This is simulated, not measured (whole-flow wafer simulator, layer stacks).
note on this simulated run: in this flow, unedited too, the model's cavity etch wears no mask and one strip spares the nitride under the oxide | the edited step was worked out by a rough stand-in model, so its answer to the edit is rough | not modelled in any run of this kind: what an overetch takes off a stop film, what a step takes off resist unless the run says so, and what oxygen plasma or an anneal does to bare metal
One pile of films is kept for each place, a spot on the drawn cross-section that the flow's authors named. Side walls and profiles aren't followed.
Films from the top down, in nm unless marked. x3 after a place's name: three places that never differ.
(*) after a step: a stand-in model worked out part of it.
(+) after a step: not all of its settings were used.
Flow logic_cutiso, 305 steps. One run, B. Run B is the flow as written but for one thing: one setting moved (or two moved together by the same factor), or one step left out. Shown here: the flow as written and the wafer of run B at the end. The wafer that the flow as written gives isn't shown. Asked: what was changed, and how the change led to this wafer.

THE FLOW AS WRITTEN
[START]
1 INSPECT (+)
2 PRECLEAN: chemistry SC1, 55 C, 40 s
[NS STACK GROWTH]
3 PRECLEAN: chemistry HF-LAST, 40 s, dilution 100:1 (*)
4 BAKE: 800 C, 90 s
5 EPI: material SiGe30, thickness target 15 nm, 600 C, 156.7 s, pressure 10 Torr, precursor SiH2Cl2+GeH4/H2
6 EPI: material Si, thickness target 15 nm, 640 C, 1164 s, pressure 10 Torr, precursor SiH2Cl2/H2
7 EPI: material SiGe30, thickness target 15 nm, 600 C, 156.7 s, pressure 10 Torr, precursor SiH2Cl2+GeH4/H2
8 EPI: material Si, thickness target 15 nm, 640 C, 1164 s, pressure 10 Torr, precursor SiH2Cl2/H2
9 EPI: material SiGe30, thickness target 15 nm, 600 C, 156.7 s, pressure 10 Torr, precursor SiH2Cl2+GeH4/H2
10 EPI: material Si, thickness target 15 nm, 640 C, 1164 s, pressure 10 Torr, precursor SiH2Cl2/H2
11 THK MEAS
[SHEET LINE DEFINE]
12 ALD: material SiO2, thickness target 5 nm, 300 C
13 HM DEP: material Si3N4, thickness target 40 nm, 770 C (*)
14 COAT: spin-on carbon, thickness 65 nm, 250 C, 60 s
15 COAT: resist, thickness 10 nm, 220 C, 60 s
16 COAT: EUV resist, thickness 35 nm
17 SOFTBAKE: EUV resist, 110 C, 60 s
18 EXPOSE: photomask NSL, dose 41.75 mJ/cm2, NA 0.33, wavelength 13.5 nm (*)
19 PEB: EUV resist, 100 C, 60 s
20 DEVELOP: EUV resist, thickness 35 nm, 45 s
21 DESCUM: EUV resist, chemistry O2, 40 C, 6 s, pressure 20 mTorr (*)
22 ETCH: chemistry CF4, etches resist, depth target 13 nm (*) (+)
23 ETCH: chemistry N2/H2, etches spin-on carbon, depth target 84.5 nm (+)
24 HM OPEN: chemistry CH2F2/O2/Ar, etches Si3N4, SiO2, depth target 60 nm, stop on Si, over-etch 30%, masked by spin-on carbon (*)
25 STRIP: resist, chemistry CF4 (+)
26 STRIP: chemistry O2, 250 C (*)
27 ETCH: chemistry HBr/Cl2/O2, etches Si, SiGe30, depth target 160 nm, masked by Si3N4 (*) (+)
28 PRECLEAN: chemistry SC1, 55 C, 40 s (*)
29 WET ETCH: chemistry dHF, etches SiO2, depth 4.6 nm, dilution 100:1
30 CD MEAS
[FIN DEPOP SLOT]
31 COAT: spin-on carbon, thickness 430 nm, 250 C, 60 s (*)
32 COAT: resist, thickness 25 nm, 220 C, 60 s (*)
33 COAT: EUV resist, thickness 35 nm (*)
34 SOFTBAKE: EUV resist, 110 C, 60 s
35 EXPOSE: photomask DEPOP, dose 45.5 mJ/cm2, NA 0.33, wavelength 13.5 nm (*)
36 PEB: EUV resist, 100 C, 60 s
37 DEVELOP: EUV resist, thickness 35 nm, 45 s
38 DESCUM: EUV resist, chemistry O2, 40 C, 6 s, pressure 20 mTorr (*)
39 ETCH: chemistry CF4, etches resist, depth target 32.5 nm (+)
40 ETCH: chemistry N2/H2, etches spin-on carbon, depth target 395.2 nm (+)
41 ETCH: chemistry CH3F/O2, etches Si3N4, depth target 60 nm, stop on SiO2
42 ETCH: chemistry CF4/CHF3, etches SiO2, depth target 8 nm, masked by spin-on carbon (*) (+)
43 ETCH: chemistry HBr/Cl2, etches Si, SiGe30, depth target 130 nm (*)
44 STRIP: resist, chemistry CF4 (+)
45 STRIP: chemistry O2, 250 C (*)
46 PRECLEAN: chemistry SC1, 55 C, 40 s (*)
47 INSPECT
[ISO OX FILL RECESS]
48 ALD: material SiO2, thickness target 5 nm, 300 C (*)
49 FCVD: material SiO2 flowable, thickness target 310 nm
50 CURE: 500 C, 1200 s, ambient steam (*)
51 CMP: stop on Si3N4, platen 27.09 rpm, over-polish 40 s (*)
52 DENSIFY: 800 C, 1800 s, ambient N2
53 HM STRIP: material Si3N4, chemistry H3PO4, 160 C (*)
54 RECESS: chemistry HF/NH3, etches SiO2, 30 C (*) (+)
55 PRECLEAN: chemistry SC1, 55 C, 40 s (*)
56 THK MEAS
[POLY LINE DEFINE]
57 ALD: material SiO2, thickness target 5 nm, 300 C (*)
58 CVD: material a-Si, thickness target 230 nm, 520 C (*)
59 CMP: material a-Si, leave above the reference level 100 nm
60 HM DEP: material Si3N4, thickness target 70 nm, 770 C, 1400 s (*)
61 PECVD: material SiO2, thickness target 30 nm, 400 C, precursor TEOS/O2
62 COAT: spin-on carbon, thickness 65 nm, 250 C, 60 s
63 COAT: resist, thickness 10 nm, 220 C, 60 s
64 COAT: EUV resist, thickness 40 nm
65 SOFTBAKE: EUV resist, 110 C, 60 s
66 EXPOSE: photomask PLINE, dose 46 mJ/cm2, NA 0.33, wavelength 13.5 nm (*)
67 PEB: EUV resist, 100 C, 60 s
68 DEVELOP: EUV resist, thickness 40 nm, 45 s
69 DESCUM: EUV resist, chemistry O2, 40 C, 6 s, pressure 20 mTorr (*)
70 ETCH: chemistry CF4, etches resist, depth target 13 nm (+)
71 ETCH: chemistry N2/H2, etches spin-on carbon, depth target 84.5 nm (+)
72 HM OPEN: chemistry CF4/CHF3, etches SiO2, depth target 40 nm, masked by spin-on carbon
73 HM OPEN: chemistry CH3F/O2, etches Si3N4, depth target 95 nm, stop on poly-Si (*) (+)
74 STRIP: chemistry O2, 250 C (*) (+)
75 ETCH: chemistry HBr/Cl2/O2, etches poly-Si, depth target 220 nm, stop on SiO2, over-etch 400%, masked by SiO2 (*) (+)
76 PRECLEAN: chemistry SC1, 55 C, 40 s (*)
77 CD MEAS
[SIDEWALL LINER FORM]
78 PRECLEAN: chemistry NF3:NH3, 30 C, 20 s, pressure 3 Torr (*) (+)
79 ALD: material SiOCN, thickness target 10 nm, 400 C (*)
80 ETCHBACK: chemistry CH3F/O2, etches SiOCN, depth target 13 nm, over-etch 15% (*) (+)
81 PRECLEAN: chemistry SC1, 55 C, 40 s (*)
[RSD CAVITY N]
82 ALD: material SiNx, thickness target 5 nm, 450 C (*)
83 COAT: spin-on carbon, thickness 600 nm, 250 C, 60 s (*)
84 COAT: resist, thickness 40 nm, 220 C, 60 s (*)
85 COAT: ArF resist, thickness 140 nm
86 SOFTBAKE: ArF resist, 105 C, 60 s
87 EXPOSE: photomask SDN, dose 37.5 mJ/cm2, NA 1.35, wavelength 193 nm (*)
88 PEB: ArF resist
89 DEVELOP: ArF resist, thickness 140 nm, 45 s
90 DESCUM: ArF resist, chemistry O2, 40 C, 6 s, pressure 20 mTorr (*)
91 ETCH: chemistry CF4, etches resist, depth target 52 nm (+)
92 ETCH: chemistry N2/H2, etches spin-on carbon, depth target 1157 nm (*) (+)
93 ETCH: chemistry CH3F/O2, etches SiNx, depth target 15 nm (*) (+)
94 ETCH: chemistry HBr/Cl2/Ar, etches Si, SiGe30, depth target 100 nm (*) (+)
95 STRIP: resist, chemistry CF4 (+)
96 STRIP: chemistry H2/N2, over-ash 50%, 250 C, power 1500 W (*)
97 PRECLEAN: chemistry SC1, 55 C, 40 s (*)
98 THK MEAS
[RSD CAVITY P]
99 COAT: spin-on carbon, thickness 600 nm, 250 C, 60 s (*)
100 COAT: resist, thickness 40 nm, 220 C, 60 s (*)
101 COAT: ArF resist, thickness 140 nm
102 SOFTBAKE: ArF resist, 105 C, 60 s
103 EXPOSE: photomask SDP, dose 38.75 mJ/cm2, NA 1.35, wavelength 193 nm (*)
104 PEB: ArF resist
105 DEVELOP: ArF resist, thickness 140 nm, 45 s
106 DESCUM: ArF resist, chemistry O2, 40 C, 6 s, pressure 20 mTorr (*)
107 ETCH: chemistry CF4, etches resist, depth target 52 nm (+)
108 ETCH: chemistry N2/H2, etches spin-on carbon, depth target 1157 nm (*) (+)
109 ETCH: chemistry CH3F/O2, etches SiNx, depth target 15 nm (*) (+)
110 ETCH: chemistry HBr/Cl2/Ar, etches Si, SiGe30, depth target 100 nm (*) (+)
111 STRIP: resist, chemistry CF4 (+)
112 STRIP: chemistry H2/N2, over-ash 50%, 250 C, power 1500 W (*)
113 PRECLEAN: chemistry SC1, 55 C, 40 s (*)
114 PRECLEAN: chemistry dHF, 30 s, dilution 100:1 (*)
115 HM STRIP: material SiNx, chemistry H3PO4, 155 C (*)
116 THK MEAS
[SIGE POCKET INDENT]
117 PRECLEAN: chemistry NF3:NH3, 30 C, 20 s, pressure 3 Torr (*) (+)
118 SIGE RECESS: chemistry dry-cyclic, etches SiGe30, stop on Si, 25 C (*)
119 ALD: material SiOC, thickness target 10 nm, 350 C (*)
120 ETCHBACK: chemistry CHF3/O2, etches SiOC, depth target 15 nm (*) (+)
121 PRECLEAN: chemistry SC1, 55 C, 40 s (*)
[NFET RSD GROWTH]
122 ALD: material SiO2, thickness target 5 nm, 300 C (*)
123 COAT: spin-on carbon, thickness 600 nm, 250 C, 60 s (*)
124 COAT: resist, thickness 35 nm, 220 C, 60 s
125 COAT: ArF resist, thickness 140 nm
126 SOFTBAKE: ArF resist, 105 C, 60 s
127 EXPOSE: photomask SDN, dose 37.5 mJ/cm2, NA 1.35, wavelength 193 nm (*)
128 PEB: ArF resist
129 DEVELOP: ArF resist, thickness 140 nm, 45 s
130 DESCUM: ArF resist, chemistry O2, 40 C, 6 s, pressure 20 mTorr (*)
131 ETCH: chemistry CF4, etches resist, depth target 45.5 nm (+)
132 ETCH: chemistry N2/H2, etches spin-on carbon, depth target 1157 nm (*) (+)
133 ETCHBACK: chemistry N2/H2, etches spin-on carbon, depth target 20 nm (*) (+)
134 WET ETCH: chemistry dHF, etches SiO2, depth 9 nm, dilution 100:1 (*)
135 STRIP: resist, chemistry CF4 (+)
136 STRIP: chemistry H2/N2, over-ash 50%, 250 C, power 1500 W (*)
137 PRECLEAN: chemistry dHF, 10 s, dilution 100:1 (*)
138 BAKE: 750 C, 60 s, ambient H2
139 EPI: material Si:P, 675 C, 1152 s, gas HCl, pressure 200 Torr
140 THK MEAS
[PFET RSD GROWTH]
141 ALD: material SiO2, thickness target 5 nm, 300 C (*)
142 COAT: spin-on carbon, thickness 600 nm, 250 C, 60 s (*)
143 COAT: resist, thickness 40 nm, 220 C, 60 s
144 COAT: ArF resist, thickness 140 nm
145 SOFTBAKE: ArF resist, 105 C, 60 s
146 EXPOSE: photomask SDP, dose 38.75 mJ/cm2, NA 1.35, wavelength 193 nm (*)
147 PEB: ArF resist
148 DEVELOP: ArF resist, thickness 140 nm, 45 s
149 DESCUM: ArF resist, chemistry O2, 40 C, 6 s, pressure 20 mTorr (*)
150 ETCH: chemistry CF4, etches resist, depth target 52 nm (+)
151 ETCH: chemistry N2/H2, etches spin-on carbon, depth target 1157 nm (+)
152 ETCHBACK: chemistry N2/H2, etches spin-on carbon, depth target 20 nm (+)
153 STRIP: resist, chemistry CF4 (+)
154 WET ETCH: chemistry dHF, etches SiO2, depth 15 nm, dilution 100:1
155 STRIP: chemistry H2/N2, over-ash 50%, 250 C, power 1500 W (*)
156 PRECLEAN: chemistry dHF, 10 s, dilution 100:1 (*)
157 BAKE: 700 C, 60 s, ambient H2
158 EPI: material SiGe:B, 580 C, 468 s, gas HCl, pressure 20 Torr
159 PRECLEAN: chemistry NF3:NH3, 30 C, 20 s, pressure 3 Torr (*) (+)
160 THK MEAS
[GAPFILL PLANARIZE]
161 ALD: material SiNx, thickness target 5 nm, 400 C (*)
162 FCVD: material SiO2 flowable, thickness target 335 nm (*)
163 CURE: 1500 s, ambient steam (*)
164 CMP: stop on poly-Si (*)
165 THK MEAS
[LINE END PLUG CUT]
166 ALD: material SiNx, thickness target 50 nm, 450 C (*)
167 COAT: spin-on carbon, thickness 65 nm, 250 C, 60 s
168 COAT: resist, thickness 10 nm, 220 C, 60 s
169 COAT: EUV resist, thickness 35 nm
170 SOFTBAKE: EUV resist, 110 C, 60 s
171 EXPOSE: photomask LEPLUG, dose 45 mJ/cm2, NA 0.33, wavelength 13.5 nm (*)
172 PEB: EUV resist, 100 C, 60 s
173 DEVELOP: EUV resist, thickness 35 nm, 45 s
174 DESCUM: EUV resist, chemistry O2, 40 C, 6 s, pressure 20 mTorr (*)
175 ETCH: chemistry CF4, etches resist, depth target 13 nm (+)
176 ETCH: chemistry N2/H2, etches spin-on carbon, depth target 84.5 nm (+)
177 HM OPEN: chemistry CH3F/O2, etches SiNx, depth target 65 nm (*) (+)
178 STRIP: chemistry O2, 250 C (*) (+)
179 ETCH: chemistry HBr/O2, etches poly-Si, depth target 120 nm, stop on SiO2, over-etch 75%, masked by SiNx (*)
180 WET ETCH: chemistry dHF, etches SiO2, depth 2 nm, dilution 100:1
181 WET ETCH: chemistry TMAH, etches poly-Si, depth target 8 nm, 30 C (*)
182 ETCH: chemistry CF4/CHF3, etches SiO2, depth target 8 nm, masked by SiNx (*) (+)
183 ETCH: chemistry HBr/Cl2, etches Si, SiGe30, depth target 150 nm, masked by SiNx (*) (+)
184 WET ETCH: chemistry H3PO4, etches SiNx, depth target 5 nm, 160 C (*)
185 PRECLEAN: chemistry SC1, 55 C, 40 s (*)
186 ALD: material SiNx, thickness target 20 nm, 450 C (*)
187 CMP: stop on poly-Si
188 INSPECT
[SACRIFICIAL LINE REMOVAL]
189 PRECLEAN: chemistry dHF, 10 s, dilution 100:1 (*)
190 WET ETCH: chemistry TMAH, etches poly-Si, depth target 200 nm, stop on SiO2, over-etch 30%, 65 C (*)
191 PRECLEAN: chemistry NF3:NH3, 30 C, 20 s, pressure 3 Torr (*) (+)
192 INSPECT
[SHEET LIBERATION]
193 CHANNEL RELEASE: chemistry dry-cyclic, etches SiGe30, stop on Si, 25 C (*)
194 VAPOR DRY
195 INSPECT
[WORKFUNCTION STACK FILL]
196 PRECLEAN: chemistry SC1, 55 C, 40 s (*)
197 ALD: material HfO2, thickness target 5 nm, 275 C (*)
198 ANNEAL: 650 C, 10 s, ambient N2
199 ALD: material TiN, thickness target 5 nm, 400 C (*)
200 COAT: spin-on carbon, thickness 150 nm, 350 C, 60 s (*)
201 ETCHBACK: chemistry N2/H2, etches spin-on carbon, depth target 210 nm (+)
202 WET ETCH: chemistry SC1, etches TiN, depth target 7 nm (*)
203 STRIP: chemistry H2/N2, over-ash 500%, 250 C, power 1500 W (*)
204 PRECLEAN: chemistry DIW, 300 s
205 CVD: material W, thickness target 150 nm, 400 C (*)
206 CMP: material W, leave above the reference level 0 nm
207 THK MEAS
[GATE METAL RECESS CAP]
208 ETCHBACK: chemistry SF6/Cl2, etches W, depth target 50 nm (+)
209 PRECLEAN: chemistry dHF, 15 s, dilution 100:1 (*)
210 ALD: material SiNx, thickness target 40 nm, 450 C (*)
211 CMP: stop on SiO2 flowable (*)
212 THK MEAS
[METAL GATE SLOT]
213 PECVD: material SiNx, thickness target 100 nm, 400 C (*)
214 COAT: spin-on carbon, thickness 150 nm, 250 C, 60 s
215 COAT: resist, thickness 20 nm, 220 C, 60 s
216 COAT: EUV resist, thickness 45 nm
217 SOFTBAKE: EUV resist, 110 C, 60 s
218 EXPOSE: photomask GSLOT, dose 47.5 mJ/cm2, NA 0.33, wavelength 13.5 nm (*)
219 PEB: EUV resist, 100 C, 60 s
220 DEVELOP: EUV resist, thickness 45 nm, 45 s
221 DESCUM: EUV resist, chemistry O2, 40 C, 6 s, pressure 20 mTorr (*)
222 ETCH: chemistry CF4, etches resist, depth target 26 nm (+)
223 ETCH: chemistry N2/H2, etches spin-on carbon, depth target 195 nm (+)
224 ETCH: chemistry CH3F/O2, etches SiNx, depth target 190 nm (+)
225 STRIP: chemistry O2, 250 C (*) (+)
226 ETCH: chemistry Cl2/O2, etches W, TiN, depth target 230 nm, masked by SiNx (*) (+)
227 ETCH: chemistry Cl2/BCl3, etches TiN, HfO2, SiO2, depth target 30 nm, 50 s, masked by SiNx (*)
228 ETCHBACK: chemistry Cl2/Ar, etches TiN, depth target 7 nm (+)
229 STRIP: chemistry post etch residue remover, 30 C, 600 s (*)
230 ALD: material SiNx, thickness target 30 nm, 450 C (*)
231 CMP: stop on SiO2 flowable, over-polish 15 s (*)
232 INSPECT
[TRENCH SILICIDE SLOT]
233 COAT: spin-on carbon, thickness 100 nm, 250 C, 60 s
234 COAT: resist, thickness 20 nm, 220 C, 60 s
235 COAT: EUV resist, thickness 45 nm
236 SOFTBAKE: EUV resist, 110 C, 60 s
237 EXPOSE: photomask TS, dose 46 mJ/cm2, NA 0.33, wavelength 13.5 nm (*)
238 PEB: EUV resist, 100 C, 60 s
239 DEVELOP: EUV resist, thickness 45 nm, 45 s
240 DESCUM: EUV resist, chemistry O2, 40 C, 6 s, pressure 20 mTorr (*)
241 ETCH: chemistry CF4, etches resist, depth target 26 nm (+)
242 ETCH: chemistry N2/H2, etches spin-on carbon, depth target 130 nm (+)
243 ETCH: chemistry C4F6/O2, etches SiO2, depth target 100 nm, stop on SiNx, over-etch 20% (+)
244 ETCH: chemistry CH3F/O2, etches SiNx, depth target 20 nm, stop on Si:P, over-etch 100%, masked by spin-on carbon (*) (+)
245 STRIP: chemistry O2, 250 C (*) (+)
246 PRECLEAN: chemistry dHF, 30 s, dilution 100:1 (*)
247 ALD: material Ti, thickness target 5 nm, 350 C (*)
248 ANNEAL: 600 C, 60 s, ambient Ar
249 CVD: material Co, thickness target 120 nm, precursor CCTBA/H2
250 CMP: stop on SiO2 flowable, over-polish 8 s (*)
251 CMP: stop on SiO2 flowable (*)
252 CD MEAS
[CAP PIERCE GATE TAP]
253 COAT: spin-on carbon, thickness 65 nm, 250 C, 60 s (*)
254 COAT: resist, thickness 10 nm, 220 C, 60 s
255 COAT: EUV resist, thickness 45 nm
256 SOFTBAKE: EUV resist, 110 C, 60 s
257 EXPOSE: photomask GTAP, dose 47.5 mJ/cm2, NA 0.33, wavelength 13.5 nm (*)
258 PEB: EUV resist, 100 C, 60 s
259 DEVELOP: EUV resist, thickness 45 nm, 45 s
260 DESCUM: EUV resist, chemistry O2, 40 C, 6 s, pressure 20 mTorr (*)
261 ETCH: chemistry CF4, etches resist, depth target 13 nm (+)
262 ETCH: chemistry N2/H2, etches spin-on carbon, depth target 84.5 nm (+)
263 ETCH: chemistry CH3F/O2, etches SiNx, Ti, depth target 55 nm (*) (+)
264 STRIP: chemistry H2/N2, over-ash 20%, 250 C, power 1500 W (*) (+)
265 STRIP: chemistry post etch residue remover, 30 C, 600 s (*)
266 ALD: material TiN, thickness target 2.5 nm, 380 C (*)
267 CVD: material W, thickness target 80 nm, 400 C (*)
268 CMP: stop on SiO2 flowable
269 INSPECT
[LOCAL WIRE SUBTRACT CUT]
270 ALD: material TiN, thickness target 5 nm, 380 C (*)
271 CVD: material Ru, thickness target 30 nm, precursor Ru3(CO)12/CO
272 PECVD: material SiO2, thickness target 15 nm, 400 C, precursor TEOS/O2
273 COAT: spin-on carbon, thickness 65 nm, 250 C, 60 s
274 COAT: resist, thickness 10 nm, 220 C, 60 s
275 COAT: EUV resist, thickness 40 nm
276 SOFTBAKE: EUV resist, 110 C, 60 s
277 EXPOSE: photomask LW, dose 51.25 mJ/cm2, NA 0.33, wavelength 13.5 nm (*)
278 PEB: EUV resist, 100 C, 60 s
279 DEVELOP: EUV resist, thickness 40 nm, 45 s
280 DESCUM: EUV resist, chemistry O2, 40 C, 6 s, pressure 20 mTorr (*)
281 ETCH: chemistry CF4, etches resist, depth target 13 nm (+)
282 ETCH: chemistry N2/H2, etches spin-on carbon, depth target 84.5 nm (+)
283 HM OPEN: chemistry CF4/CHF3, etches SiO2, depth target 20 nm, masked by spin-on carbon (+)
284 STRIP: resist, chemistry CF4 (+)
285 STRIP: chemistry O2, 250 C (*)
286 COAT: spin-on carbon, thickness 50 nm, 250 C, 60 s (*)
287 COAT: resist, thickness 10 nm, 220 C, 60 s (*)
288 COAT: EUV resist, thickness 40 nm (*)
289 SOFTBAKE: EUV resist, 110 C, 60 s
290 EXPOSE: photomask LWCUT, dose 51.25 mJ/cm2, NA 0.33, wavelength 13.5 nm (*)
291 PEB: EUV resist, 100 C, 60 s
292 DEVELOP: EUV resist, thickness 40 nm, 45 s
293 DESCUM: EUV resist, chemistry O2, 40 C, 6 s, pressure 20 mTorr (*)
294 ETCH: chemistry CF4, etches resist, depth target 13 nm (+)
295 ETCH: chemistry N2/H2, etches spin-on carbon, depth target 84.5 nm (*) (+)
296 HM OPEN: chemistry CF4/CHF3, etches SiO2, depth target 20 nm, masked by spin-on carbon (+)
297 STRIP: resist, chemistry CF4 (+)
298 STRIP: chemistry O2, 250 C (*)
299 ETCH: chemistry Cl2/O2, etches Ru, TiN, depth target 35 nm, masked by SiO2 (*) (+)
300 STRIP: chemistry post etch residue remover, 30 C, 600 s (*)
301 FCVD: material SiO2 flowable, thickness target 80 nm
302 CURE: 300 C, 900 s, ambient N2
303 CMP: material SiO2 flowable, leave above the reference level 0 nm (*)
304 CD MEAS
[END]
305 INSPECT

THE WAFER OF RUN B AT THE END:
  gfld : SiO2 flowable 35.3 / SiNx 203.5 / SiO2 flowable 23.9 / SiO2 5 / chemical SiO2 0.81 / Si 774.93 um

The cause: step 227, ETCH: depth target 45 nm was run, where the flow has depth target 30 nm; step 227, ETCH: 75 s was run, where the flow has 50 s.

How the change led to this, step by step:
  227 ETCH: chemistry Cl2/BCl3, etches TiN, HfO2, SiO2, depth target 30 nm, 50 s, masked by SiNx (*)
      depop, dpovl, gl and 18 more: SiNx -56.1 (as written it would be: SiNx -37.4)
      gfld: HfO2 -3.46 (all of it), SiO2 flowable -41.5 (as written it would be: HfO2 -3.46 (all of it), SiO2 flowable -26.5)
  231 CMP: stop on SiO2 flowable, over-polish 15 s (*)
      depop, dpovl, gfld and 10 more: SiNx -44 (as written it would be: SiNx -62.7)
      lnr, lnri, lnrp, lnrt: SiNx -42.3 (all of it), SiOCN -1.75 (as written it would be: SiNx -61 (all of it), SiOCN -1.75)
      (and at 5 more places)
